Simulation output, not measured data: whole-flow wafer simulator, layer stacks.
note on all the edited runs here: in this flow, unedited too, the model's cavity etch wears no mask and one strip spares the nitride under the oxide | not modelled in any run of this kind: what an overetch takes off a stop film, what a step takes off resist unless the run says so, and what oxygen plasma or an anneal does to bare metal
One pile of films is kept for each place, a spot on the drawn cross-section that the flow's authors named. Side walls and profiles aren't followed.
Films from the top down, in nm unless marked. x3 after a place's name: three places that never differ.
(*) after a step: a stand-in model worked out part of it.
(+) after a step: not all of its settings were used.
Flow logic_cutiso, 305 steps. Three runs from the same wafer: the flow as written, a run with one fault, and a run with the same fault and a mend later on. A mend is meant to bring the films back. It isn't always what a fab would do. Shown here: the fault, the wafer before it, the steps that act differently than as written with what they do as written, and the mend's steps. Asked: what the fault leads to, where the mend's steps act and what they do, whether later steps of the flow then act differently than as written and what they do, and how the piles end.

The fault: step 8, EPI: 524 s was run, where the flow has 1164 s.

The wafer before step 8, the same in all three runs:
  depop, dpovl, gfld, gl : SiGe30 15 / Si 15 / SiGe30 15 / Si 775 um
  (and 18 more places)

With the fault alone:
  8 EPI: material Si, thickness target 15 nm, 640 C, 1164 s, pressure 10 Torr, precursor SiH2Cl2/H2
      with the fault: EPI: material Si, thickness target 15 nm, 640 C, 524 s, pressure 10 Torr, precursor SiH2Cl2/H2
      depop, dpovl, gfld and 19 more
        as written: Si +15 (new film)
        with the fault: Si +6.75 (new film)
  Later steps of the flow that act differently than as written (2 more steps differ only slightly, by at most 2% or 0.5 nm, whichever is larger, and aren't shown):
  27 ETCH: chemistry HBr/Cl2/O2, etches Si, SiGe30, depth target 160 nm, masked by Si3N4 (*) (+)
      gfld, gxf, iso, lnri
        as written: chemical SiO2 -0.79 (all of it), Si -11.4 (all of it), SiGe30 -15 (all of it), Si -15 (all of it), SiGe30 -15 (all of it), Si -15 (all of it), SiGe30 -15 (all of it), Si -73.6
        with the fault: chemical SiO2 -0.79 (all of it), Si -11.4 (all of it), SiGe30 -15 (all of it), Si -6.75 (all of it), SiGe30 -15 (all of it), Si -15 (all of it), SiGe30 -15 (all of it), Si -81.9
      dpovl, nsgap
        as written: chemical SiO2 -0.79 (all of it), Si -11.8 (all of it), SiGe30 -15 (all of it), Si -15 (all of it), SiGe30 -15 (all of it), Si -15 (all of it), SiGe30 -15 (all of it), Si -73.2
        with the fault: chemical SiO2 -0.79 (all of it), Si -11.8 (all of it), SiGe30 -15 (all of it), Si -6.75 (all of it), SiGe30 -15 (all of it), Si -15 (all of it), SiGe30 -15 (all of it), Si -81.5
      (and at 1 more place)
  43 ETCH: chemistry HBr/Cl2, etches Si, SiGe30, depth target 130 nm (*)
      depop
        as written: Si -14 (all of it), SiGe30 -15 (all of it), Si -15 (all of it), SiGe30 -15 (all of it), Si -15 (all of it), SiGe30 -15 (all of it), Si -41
        with the fault: Si -14 (all of it), SiGe30 -15 (all of it), Si -6.75 (all of it), SiGe30 -15 (all of it), Si -15 (all of it), SiGe30 -15 (all of it), Si -49.2
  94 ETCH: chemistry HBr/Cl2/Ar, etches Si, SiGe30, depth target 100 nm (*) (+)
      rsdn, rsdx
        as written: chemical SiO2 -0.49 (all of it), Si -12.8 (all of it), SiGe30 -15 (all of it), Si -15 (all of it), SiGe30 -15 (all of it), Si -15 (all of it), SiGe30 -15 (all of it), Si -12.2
        with the fault: chemical SiO2 -0.49 (all of it), Si -12.8 (all of it), SiGe30 -15 (all of it), Si -6.75 (all of it), SiGe30 -15 (all of it), Si -15 (all of it), SiGe30 -15 (all of it), Si -20.4
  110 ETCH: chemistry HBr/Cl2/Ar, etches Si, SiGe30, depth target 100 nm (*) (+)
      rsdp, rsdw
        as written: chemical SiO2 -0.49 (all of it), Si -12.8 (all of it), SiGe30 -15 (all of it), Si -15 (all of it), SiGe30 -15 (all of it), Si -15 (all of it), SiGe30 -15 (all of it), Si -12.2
        with the fault: chemical SiO2 -0.49 (all of it), Si -12.8 (all of it), SiGe30 -15 (all of it), Si -6.75 (all of it), SiGe30 -15 (all of it), Si -15 (all of it), SiGe30 -15 (all of it), Si -20.4
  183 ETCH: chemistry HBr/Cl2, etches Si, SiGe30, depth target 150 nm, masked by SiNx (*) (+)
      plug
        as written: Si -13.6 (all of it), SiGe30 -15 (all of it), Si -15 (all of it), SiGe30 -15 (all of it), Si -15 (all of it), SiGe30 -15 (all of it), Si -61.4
        with the fault: Si -13.6 (all of it), SiGe30 -15 (all of it), Si -6.75 (all of it), SiGe30 -15 (all of it), Si -15 (all of it), SiGe30 -15 (all of it), Si -69.7
  At the end the piles differ from the flow's by more than 2% or 0.5 nm, whichever is larger, at gl, glp, gxn and 6 more.
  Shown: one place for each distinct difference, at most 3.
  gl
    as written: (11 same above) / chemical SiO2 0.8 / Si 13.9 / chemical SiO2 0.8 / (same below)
    with the fault: (11 same above) / chemical SiO2 0.8 / Si 5.67 / chemical SiO2 0.8 / (same below)
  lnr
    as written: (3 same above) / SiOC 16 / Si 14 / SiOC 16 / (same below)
    with the fault: (3 same above) / SiOC 16 / Si 5.72 / SiOC 16 / (same below)
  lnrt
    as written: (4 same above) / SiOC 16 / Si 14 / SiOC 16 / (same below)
    with the fault: (4 same above) / SiOC 16 / Si 5.72 / SiOC 16 / (same below)

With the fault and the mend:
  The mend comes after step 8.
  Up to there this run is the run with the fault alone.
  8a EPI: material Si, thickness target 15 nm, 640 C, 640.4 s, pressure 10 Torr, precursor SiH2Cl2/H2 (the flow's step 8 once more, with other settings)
      depop, dpovl, gfld and 19 more
        Si +8.25
  No later step of the flow acts differently than as written at any place that is followed.
  At the end the piles are the same as the flow's at every place that both follow.
